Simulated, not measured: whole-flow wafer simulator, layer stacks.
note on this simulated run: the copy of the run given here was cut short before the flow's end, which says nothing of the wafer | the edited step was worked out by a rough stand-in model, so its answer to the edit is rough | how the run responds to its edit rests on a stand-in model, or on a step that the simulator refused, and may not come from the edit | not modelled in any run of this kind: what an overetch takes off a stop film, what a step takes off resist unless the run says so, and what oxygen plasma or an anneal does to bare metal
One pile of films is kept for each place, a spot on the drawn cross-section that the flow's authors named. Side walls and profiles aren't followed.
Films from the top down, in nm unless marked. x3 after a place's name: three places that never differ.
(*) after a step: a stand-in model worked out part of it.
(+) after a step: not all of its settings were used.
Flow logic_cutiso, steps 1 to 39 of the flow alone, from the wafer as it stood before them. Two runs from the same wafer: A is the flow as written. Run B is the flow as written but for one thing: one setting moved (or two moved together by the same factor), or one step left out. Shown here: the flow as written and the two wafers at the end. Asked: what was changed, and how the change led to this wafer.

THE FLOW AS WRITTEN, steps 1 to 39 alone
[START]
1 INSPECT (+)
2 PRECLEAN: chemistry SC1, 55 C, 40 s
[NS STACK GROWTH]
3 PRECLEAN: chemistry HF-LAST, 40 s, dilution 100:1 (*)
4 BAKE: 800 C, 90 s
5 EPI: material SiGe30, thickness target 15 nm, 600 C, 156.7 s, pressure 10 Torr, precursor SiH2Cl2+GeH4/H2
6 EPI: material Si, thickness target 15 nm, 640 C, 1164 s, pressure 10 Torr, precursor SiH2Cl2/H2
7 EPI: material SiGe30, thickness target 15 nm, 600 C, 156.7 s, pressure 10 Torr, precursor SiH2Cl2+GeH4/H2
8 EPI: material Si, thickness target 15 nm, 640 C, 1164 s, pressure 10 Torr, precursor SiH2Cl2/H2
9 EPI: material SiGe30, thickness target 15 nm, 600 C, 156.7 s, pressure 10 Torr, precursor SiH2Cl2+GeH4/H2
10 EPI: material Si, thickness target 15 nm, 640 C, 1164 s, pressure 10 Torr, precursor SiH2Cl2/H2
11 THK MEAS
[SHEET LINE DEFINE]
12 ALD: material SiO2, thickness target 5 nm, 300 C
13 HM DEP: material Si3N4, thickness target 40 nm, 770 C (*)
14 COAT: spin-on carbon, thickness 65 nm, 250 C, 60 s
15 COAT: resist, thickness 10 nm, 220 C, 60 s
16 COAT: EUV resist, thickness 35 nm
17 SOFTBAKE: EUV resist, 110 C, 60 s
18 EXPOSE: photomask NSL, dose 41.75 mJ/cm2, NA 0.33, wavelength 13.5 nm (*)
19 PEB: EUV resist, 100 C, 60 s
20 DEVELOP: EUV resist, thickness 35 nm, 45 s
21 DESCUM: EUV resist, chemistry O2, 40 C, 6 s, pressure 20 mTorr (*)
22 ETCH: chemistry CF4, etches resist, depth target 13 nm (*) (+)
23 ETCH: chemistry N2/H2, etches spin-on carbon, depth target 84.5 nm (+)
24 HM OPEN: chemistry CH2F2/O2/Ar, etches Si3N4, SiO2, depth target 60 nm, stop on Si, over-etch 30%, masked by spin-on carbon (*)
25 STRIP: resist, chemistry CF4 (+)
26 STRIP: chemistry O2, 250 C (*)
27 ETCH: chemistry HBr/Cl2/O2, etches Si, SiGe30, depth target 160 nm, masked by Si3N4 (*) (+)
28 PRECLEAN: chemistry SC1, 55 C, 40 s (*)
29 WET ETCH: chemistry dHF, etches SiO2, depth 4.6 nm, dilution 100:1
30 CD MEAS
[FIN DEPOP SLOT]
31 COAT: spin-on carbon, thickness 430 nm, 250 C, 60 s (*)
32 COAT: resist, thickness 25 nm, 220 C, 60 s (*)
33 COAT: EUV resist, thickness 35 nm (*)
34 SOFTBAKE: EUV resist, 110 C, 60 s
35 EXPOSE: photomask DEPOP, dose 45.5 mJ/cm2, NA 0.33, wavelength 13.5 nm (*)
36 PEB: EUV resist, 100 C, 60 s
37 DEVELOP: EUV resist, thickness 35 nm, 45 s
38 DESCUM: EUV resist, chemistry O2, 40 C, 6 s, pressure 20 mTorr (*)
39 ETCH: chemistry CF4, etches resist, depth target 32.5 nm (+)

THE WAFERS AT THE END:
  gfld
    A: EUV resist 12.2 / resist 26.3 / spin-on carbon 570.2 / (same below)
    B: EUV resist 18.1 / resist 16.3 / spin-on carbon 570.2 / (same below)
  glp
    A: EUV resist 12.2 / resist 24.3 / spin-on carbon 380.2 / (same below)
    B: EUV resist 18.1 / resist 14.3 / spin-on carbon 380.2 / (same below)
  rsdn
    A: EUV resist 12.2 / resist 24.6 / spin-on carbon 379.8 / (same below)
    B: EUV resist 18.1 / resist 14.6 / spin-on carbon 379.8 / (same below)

The cause: step 32, COAT: thickness 15 nm was run, where the flow has thickness 25 nm.

How the change led to this, step by step:
  32 COAT: resist, thickness 25 nm, 220 C, 60 s (*)
      depop, dpovl, isow, ns, nsgap: A resist +25 (new film) | B resist +15 (new film)
      gfld, lnri: A resist +26.3 (new film) | B resist +16.3 (new film)
      (and at 15 more places)
  39 ETCH: chemistry CF4, etches resist, depth target 32.5 nm (+)
      gfld, gl, glp and 17 more: A EUV resist -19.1 | B EUV resist -13.2
      depop, dpovl: A resist -25 (all of it), spin-on carbon -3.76 | B resist -15 (all of it), spin-on carbon -3.75
